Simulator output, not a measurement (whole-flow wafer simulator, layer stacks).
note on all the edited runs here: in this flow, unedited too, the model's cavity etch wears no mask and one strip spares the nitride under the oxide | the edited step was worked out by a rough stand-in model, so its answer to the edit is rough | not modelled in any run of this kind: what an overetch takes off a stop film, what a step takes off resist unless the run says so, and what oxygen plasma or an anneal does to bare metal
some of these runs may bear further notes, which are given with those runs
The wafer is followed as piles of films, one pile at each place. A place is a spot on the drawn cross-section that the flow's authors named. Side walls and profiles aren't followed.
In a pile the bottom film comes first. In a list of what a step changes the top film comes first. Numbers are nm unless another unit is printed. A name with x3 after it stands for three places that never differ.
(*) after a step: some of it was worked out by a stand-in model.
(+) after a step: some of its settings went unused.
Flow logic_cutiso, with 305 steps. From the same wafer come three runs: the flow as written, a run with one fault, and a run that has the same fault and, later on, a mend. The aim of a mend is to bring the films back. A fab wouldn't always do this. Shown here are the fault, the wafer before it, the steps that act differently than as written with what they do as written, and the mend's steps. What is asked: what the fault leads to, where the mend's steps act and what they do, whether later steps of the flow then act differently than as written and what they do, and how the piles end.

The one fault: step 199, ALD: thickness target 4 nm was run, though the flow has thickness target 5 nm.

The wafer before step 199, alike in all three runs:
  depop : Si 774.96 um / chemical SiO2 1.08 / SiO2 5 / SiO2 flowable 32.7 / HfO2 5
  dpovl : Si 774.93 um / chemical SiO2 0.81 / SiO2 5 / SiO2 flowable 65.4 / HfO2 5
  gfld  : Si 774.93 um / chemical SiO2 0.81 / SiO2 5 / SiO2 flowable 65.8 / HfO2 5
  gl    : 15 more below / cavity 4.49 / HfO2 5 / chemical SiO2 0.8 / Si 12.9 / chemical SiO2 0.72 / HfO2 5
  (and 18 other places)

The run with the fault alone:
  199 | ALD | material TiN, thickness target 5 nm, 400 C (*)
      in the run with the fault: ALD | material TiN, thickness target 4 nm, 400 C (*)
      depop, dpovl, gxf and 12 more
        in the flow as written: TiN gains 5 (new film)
        in the run with the fault: TiN gains 4 (new film)
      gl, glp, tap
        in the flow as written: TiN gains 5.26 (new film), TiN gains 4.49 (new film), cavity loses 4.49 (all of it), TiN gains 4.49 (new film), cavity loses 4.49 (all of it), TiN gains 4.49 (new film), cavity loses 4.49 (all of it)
        in the run with the fault: TiN gains 4 (new film), TiN gains 4.49 (new film), cavity loses 4.49 (all of it), TiN gains 4.49 (new film), cavity loses 4.49 (all of it), TiN gains 4.49 (new film), cavity loses 4.49 (all of it)
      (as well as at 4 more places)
  Steps further on in the flow that do not act as written (5 more steps, not shown, differ only slightly: by at most 2% or 0.5 nm, whichever is larger):
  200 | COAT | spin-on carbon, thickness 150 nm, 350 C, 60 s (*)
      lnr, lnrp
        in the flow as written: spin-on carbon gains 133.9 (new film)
        in the run with the fault: spin-on carbon gains 131 (new film)
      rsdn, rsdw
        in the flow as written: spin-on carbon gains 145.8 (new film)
        in the run with the fault: spin-on carbon gains 142.8 (new film)
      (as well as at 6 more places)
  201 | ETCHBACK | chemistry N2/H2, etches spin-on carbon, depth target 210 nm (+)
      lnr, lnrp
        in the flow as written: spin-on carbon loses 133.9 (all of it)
        in the run with the fault: spin-on carbon loses 131 (all of it)
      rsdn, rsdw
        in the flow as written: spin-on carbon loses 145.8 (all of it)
        in the run with the fault: spin-on carbon loses 142.8 (all of it)
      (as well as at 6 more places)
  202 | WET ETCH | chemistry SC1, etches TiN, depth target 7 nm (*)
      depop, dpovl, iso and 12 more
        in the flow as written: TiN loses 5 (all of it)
        in the run with the fault: TiN loses 4 (all of it)
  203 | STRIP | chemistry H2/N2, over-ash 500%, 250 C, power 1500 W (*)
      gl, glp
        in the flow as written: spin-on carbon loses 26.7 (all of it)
        in the run with the fault: spin-on carbon loses 24 (all of it)
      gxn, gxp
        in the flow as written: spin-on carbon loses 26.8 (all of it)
        in the run with the fault: spin-on carbon loses 23.7 (all of it)
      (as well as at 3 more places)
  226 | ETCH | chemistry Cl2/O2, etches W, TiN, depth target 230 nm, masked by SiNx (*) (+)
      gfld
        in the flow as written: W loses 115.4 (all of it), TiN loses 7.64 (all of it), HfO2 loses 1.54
        in the run with the fault: W loses 116.4 (all of it), TiN loses 6.64 (all of it), HfO2 loses 1.54
  The piles end different from the flow's at gl, glp, gxf, gxn, gxp, tap by more than 2% or 0.5 nm, whichever is larger.
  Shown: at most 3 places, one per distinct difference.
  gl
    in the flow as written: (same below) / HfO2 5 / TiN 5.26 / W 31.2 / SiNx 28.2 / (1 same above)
    in the run with the fault: (same below) / HfO2 5 / TiN 4 / W 32.5 / SiNx 28.2 / (1 same above)
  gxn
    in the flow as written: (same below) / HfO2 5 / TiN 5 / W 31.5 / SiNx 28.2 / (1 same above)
    in the run with the fault: (same below) / HfO2 5 / TiN 4 / W 32.5 / SiNx 28.2 / (1 same above)
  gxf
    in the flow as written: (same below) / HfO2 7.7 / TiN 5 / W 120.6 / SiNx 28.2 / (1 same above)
    in the run with the fault: (same below) / HfO2 7.7 / TiN 4 / W 121.6 / SiNx 28.2 / (1 same above)

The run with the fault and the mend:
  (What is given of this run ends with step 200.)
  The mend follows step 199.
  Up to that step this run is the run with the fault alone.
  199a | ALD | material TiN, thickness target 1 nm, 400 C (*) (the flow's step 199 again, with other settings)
      depop, dpovl, gfld and 19 more
        TiN gains 1
  Every later step of the flow up to step 200 that is run acts as written, at every place that is followed, to within 2% or 0.5 nm, whichever is larger.
  After step 200 the piles are close to the flow's at the places that both follow, differing by at most 2% or 0.5 nm, whichever is larger.
